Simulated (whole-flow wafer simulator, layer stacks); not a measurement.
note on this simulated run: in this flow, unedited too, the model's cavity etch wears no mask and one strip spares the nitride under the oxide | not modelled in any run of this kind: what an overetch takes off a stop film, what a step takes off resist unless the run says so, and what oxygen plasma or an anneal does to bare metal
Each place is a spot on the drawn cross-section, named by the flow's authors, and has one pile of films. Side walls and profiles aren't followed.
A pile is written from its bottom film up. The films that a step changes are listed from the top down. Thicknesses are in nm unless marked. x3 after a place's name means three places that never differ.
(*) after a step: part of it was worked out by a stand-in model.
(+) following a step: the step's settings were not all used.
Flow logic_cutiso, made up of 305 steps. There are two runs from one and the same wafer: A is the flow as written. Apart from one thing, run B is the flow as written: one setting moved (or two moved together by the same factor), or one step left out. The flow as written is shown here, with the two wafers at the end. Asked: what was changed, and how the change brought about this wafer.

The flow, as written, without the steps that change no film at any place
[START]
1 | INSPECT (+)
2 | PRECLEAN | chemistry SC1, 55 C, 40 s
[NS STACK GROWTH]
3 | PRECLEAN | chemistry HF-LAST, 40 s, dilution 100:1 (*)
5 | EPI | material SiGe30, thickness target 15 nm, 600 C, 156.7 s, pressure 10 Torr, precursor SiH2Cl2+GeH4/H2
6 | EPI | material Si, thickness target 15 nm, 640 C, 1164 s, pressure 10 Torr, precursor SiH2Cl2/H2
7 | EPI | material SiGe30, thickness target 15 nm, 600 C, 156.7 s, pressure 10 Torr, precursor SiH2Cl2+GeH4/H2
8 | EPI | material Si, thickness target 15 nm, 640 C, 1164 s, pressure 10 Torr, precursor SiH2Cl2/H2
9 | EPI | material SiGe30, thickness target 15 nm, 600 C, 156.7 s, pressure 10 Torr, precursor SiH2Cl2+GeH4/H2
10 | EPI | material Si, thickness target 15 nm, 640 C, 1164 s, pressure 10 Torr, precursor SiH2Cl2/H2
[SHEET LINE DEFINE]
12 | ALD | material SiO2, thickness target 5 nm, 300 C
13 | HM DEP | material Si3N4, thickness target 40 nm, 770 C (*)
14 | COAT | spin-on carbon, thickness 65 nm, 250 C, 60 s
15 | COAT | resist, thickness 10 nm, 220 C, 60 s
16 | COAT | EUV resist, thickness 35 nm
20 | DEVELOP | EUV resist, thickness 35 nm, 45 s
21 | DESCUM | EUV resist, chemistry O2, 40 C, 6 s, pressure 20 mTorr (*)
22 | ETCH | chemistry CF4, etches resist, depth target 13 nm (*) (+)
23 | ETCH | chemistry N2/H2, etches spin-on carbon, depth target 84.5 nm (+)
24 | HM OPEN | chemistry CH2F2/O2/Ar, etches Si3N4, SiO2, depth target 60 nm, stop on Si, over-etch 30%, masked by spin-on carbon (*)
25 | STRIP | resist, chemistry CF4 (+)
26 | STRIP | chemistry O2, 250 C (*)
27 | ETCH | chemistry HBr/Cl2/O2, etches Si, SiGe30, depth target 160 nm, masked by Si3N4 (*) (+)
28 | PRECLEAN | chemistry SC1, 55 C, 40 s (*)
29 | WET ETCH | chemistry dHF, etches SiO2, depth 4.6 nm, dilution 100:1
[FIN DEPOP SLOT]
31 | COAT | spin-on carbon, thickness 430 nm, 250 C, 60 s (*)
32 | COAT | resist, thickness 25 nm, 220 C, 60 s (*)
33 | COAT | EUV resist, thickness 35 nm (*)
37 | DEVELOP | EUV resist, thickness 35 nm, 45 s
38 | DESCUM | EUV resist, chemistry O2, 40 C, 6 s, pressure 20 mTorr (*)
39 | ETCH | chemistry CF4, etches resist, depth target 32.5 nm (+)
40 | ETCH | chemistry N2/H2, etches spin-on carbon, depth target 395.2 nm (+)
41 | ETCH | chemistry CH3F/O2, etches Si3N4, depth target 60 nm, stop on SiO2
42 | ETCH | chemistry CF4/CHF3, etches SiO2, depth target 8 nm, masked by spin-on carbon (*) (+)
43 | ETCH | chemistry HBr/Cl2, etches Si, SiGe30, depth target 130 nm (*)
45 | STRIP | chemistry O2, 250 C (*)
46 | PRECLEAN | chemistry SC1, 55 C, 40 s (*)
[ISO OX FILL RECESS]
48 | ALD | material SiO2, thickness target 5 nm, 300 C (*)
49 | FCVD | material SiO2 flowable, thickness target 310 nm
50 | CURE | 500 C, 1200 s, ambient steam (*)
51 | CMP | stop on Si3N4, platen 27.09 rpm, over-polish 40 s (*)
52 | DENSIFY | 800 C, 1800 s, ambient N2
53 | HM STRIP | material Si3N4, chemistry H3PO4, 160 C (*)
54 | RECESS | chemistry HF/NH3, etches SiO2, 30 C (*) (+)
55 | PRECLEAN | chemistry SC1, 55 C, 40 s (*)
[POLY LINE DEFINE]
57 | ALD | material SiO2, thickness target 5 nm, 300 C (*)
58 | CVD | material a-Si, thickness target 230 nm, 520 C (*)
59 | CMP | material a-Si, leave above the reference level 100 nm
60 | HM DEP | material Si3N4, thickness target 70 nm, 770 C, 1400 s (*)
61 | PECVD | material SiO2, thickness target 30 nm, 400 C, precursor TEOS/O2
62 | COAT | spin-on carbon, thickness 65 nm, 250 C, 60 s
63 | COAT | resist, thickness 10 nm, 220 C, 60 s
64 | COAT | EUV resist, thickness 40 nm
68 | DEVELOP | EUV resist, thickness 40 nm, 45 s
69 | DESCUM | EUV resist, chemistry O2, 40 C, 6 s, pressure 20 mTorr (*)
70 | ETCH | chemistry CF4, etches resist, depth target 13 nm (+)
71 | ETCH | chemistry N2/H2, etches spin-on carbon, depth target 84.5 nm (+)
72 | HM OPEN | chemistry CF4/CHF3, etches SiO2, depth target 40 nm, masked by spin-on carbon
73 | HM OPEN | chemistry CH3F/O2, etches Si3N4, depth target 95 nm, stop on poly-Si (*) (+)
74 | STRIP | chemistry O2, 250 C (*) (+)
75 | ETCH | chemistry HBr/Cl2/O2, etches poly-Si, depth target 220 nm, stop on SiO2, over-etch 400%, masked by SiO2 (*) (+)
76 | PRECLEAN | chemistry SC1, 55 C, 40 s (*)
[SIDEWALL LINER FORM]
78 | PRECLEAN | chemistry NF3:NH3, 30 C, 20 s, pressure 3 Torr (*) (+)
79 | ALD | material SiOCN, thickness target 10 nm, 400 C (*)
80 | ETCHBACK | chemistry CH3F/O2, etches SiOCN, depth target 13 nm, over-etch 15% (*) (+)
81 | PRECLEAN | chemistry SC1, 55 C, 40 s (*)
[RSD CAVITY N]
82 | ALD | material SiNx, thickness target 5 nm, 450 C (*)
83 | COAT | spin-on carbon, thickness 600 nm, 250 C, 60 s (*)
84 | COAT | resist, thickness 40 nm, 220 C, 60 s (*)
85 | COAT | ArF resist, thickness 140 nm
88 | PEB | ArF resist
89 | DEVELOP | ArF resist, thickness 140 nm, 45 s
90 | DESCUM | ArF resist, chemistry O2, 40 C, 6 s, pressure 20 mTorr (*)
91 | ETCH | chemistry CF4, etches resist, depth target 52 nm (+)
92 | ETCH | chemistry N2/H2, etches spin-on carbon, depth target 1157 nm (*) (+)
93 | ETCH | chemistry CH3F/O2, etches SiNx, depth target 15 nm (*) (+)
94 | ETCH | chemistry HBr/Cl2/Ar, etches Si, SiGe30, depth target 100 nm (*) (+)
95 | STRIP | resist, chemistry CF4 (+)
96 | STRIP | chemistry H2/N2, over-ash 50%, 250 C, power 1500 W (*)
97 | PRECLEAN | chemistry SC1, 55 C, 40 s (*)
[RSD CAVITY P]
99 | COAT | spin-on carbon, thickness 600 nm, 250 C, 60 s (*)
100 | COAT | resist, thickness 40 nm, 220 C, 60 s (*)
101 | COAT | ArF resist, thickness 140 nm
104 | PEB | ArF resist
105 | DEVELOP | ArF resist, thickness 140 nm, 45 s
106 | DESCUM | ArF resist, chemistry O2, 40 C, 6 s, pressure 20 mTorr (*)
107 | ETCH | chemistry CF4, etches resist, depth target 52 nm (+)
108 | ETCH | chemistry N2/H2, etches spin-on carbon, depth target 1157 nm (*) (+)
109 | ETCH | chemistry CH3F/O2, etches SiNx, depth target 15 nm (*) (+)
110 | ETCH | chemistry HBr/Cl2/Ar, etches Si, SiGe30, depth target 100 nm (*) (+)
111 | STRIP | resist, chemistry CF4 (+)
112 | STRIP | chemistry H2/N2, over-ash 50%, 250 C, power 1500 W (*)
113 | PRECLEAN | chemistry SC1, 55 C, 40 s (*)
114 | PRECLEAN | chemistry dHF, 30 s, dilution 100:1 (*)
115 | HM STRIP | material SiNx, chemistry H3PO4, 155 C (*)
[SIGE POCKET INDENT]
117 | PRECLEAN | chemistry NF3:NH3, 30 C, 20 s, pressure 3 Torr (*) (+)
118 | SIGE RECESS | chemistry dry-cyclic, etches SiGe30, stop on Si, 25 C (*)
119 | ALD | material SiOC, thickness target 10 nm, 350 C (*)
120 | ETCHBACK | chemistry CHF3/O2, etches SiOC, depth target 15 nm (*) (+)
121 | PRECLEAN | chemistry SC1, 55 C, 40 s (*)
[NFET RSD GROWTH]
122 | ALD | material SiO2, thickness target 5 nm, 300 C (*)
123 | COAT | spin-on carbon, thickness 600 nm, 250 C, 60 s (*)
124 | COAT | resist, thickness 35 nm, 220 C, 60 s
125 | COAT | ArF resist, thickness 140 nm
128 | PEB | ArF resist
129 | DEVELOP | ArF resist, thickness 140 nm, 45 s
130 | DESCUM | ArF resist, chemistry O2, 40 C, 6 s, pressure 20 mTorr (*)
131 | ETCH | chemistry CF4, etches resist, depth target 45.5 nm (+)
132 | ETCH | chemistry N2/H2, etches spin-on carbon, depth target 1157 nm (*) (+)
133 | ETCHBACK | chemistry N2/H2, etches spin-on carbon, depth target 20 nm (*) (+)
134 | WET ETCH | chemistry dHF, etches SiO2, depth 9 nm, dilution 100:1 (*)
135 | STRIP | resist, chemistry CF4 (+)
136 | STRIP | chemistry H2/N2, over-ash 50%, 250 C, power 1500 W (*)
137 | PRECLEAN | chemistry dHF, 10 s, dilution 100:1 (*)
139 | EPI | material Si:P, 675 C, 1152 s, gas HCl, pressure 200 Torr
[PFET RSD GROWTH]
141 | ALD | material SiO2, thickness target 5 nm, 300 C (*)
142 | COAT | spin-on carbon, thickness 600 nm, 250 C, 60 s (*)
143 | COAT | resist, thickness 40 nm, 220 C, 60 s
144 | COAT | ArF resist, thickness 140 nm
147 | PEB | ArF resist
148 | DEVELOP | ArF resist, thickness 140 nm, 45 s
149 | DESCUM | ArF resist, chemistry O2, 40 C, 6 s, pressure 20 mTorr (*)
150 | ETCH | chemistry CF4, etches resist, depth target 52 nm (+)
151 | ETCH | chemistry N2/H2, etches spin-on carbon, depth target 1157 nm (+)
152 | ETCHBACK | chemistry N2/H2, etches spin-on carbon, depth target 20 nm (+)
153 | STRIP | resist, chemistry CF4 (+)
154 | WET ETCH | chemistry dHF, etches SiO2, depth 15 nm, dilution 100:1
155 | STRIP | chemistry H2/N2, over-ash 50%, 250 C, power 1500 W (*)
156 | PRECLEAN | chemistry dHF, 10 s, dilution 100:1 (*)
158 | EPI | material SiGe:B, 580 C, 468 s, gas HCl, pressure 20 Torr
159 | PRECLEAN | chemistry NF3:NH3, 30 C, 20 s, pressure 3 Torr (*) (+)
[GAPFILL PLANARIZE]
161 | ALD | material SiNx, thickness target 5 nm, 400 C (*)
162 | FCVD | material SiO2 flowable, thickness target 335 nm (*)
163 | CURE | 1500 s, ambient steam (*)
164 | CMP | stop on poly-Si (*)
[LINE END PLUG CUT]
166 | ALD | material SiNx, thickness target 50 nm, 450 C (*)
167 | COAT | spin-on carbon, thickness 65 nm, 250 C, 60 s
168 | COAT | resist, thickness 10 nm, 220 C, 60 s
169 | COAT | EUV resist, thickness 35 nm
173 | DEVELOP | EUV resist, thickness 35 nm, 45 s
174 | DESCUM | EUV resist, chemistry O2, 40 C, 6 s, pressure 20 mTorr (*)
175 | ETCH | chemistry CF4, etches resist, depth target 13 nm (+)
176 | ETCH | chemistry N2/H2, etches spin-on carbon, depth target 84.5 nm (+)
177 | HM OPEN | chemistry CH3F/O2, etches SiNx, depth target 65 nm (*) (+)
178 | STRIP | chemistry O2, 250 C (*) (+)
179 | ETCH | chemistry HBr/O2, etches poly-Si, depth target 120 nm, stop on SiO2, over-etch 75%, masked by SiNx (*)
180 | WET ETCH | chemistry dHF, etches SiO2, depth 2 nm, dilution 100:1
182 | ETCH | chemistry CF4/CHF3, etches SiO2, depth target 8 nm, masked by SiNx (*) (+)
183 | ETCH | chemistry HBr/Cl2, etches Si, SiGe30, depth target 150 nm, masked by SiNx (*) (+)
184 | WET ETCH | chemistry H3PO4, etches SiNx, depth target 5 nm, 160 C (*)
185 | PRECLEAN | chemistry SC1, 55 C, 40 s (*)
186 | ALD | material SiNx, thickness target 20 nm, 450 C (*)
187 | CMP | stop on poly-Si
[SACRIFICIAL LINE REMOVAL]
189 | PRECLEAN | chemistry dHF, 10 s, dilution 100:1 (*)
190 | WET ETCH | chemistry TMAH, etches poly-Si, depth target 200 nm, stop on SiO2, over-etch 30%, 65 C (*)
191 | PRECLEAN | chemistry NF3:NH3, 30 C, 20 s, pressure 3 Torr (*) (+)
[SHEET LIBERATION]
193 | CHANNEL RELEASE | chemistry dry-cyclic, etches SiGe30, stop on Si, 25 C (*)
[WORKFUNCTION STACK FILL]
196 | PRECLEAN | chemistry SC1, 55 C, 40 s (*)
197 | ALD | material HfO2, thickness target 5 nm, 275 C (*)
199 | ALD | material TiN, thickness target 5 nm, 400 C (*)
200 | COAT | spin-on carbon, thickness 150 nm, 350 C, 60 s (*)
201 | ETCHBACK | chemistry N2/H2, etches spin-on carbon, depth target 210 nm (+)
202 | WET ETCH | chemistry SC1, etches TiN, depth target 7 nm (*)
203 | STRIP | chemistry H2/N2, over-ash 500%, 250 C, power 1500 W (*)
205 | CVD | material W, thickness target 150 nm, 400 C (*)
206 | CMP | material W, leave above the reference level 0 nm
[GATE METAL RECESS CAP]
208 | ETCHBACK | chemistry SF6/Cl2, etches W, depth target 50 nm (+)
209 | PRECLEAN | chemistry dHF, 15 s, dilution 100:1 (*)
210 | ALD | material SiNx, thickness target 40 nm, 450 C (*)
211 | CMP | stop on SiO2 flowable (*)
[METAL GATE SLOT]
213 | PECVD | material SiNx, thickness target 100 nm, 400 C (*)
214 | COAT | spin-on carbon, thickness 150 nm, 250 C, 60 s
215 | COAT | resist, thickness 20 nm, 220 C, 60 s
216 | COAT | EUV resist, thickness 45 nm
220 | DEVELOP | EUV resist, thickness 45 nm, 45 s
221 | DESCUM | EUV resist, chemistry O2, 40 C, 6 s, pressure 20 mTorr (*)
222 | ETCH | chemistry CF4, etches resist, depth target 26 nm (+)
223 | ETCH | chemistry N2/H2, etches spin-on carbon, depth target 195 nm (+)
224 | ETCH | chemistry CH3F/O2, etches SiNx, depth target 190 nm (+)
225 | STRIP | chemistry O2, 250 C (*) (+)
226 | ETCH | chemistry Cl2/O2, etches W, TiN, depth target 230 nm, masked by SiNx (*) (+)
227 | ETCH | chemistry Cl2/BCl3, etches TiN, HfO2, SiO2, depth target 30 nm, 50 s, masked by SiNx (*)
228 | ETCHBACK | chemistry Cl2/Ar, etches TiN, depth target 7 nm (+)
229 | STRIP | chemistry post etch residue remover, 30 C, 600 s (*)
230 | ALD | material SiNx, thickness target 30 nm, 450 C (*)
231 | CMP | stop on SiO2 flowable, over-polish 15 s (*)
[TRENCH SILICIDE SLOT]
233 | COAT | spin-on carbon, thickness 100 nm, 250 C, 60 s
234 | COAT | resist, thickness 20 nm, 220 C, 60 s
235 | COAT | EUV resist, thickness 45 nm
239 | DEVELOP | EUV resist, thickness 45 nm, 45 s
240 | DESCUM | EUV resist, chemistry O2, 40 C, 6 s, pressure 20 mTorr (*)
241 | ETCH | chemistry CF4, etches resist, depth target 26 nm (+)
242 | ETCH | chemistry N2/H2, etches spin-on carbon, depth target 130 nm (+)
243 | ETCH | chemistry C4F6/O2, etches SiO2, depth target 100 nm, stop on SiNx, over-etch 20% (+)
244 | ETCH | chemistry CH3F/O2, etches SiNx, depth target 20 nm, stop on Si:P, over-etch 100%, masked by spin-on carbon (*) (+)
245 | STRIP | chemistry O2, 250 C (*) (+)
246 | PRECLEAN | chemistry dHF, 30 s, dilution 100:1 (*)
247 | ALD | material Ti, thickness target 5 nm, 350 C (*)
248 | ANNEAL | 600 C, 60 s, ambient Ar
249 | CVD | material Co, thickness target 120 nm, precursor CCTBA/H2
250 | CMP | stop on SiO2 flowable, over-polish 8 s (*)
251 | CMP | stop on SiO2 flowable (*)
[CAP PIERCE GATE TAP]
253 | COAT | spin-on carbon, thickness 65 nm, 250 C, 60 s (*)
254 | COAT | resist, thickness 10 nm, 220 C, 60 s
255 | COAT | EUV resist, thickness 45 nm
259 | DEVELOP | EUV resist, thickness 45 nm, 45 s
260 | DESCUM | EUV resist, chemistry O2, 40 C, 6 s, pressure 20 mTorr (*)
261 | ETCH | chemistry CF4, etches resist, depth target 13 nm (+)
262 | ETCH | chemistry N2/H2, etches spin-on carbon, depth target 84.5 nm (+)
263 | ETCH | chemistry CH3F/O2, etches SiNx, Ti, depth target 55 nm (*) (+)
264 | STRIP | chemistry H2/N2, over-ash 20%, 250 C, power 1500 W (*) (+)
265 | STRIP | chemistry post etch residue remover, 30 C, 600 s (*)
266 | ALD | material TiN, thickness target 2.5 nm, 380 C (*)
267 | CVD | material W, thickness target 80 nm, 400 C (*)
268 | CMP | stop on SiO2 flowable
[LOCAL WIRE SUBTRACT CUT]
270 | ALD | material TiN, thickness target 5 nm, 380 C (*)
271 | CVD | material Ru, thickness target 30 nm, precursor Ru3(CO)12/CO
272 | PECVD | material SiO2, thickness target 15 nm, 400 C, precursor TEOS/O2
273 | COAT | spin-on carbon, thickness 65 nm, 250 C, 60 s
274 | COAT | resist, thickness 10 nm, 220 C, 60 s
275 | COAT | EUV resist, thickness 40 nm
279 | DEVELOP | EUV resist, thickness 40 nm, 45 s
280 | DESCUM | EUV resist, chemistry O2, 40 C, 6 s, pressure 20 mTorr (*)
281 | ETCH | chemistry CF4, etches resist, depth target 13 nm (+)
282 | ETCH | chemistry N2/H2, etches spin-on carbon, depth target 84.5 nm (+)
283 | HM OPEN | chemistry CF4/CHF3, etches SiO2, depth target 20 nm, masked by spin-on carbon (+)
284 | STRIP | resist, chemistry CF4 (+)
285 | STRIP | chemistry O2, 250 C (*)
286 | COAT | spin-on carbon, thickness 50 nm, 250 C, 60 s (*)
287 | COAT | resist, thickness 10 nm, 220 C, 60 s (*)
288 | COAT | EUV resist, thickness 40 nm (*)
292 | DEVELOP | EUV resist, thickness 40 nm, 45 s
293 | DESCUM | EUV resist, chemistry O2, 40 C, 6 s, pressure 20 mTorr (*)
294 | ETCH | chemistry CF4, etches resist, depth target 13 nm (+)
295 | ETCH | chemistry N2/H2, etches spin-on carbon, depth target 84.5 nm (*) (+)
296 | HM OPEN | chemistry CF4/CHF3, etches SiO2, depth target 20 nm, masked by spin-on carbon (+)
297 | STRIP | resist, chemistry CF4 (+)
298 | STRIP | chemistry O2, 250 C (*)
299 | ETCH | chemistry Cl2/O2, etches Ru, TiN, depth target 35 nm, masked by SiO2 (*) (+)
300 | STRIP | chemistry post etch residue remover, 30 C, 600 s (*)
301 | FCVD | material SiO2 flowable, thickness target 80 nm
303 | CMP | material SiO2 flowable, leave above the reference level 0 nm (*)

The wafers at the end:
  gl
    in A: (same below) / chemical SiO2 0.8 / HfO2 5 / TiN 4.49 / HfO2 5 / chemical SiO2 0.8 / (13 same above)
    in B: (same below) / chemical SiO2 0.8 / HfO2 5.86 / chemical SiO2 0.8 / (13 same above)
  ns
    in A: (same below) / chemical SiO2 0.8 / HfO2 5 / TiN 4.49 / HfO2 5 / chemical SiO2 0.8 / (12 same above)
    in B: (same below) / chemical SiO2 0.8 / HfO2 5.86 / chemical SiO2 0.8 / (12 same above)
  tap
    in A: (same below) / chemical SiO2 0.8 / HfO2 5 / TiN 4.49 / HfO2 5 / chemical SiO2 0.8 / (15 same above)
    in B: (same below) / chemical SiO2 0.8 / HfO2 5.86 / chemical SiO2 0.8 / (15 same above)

Cause: step 7, EPI: thickness target 6.4 nm was run, though the flow has thickness target 15 nm; step 7, EPI: 66.6 s was run, where the flow has 156.7 s.

Step by step, how the change led to this:
  7 | EPI | material SiGe30, thickness target 15 nm, 600 C, 156.7 s, pressure 10 Torr, precursor SiH2Cl2+GeH4/H2
      depop, dpovl, gfld and 19 more: A +15 SiGe30 (new film) | B +6.38 SiGe30 (new film)
  27 | ETCH | chemistry HBr/Cl2/O2, etches Si, SiGe30, depth target 160 nm, masked by Si3N4 (*) (+)
      gfld, gxf, iso, lnri: A -0.79 chemical SiO2 (all of it), -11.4 Si (all of it), -15 SiGe30 (all of it), -15 Si (all of it), -15 SiGe30 (all of it), -15 Si (all of it), -15 SiGe30 (all of it), -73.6 Si | B -0.79 chemical SiO2 (all of it), -11.4 Si (all of it), -15 SiGe30 (all of it), -15 Si (all of it), -6.38 SiGe30 (all of it), -15 Si (all of it), -15 SiGe30 (all of it), -82.3 Si
      dpovl, nsgap: A -0.79 chemical SiO2 (all of it), -11.8 Si (all of it), -15 SiGe30 (all of it), -15 Si (all of it), -15 SiGe30 (all of it), -15 Si (all of it), -15 SiGe30 (all of it), -73.2 Si | B -0.79 chemical SiO2 (all of it), -11.8 Si (all of it), -15 SiGe30 (all of it), -15 Si (all of it), -6.38 SiGe30 (all of it), -15 Si (all of it), -15 SiGe30 (all of it), -81.9 Si
      (and at 1 other place as well)
  43 | ETCH | chemistry HBr/Cl2, etches Si, SiGe30, depth target 130 nm (*)
      depop: A -14 Si (all of it), -15 SiGe30 (all of it), -15 Si (all of it), -15 SiGe30 (all of it), -15 Si (all of it), -15 SiGe30 (all of it), -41 Si | B -14 Si (all of it), -15 SiGe30 (all of it), -15 Si (all of it), -6.38 SiGe30 (all of it), -15 Si (all of it), -15 SiGe30 (all of it), -49.6 Si
  94 | ETCH | chemistry HBr/Cl2/Ar, etches Si, SiGe30, depth target 100 nm (*) (+)
      rsdn, rsdx: A -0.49 chemical SiO2 (all of it), -12.8 Si (all of it), -15 SiGe30 (all of it), -15 Si (all of it), -15 SiGe30 (all of it), -15 Si (all of it), -15 SiGe30 (all of it), -12.2 Si | B -0.49 chemical SiO2 (all of it), -12.8 Si (all of it), -15 SiGe30 (all of it), -15 Si (all of it), -6.38 SiGe30 (all of it), -15 Si (all of it), -15 SiGe30 (all of it), -20.8 Si
  110 | ETCH | chemistry HBr/Cl2/Ar, etches Si, SiGe30, depth target 100 nm (*) (+)
      rsdp, rsdw: A -0.49 chemical SiO2 (all of it), -12.8 Si (all of it), -15 SiGe30 (all of it), -15 Si (all of it), -15 SiGe30 (all of it), -15 Si (all of it), -15 SiGe30 (all of it), -12.2 Si | B -0.49 chemical SiO2 (all of it), -12.8 Si (all of it), -15 SiGe30 (all of it), -15 Si (all of it), -6.38 SiGe30 (all of it), -15 Si (all of it), -15 SiGe30 (all of it), -20.8 Si
  118 | SIGE RECESS | chemistry dry-cyclic, etches SiGe30, stop on Si, 25 C (*)
      lnr, lnrp, lnrt: A -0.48 SiOCN, -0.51 Si, +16 cavity (new film), -15 SiGe30 (all of it), -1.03 Si, +16 cavity (new film), -15 SiGe30 (all of it), -1.03 Si, +16 cavity (new film), -15 SiGe30 (all of it), -0.51 Si | B -0.48 SiOCN, -0.51 Si, +16 cavity (new film), -15 SiGe30 (all of it), -1.03 Si, +7.4 cavity (new film), -6.38 SiGe30 (all of it), -1.03 Si, +16 cavity (new film), -15 SiGe30 (all of it), -0.51 Si
  119 | ALD | material SiOC, thickness target 10 nm, 350 C (*)
      lnr, lnrp, lnrt: A +10 SiOC (new film), +16 SiOC (new film), -16 cavity (all of it), +16 SiOC (new film), -16 cavity (all of it), +16 SiOC (new film), -16 cavity (all of it) | B +10 SiOC (new film), +16 SiOC (new film), -16 cavity (all of it), +7.4 SiOC (new film), -7.4 cavity (all of it), +16 SiOC (new film), -16 cavity (all of it)
  183 | ETCH | chemistry HBr/Cl2, etches Si, SiGe30, depth target 150 nm, masked by SiNx (*) (+)
      plug: A -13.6 Si (all of it), -15 SiGe30 (all of it), -15 Si (all of it), -15 SiGe30 (all of it), -15 Si (all of it), -15 SiGe30 (all of it), -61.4 Si | B -13.6 Si (all of it), -15 SiGe30 (all of it), -15 Si (all of it), -6.38 SiGe30 (all of it), -15 Si (all of it), -15 SiGe30 (all of it), -70.1 Si
  193 | CHANNEL RELEASE | chemistry dry-cyclic, etches SiGe30, stop on Si, 25 C (*)
      gl, glp, gxn, gxp, ns, tap: A +0.8 chemical SiO2 (new film), -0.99 Si, +0.8 chemical SiO2 (new film), +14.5 cavity (new film), +0.8 chemical SiO2 (new film), -15 SiGe30 (all of it), -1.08 Si, +0.8 chemical SiO2 (new film), +14.5 cavity (new film), +0.8 chemical SiO2 (new film), -15 SiGe30 (all of it), -1.08 Si, +0.8 chemical SiO2 (new film), +14.5 cavity (new film), +0.8 chemical SiO2 (new film), -15 SiGe30 (all of it), -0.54 Si | B +0.8 chemical SiO2 (new film), -0.99 Si, +0.8 chemical SiO2 (new film), +14.5 cavity (new film), +0.8 chemical SiO2 (new film), -15 SiGe30 (all of it), -1.08 Si, +0.8 chemical SiO2 (new film), +5.86 cavity (new film), +0.8 chemical SiO2 (new film), -6.38 SiGe30 (all of it), -1.08 Si, +0.8 chemical SiO2 (new film), +14.5 cavity (new film), +0.8 chemical SiO2 (new film), -15 SiGe30 (all of it), -0.54 Si
  197 | ALD | material HfO2, thickness target 5 nm, 275 C (*)
      gl, glp, gxn, gxp, ns, tap: A +5 HfO2 (new film), +5 HfO2 (new film), -10 cavity, +5 HfO2 (new film), +5 HfO2 (new film), -10 cavity, +5 HfO2 (new film), +5 HfO2 (new film), -10 cavity, +5 HfO2 (new film) | B +5 HfO2 (new film), +5 HfO2 (new film), -10 cavity, +5 HfO2 (new film), +5.86 HfO2 (new film), -5.86 cavity (all of it), +5 HfO2 (new film), -10 cavity, +5 HfO2 (new film)
  199 | ALD | material TiN, thickness target 5 nm, 400 C (*)
      gl, glp, tap: A +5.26 TiN (new film), +4.49 TiN (new film), -4.49 cavity (all of it), +4.49 TiN (new film), -4.49 cavity (all of it), +4.49 TiN (new film), -4.49 cavity (all of it) | B +5.26 TiN (new film), +4.49 TiN (new film), -4.49 cavity (all of it), +4.49 TiN (new film), -4.49 cavity (all of it)
      gxn, gxp, ns: A +5 TiN (new film), +4.49 TiN (new film), -4.49 cavity (all of it), +4.49 TiN (new film), -4.49 cavity (all of it), +4.49 TiN (new film), -4.49 cavity (all of it) | B +5 TiN (new film), +4.49 TiN (new film), -4.49 cavity (all of it), +4.49 TiN (new film), -4.49 cavity (all of it)
With metal films that touch counted as one body, gl has 3 bodies (between them, from the top down: HfO2 5 / chemical SiO2 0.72 / Si 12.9 / chemical SiO2 0.8 / HfO2 5; HfO2 5 / chemical SiO2 0.8 / Si 13.9 / chemical SiO2 0.8 / HfO2 5.86 / chemical SiO2 0.8 / Si 13.9 / chemical SiO2 0.8 / HfO2 5); the flow as written gives 4 bodies (between them, from the top down: HfO2 5 / chemical SiO2 0.72 / Si 12.9 / chemical SiO2 0.8 / HfO2 5; HfO2 5 / chemical SiO2 0.8 / Si 13.9 / chemical SiO2 0.8 / HfO2 5; HfO2 5 / chemical SiO2 0.8 / Si 13.9 / chemical SiO2 0.8 / HfO2 5).
With metal films that touch counted as one body, ns has 3 bodies (between them, from the top down: HfO2 5 / chemical SiO2 0.72 / Si 12.9 / chemical SiO2 0.8 / HfO2 5; HfO2 5 / chemical SiO2 0.8 / Si 13.9 / chemical SiO2 0.8 / HfO2 5.86 / chemical SiO2 0.8 / Si 13.9 / chemical SiO2 0.8 / HfO2 5); the flow as written gives 4 bodies (between them, from the top down: HfO2 5 / chemical SiO2 0.72 / Si 12.9 / chemical SiO2 0.8 / HfO2 5; HfO2 5 / chemical SiO2 0.8 / Si 13.9 / chemical SiO2 0.8 / HfO2 5; HfO2 5 / chemical SiO2 0.8 / Si 13.9 / chemical SiO2 0.8 / HfO2 5).
With metal films that touch counted as one body, tap has 3 bodies (between them, from the top down: HfO2 5 / chemical SiO2 0.72 / Si 12.9 / chemical SiO2 0.8 / HfO2 5; HfO2 5 / chemical SiO2 0.8 / Si 13.9 / chemical SiO2 0.8 / HfO2 5.86 / chemical SiO2 0.8 / Si 13.9 / chemical SiO2 0.8 / HfO2 5); the flow as written gives 4 bodies (between them, from the top down: HfO2 5 / chemical SiO2 0.72 / Si 12.9 / chemical SiO2 0.8 / HfO2 5; HfO2 5 / chemical SiO2 0.8 / Si 13.9 / chemical SiO2 0.8 / HfO2 5; HfO2 5 / chemical SiO2 0.8 / Si 13.9 / chemical SiO2 0.8 / HfO2 5).
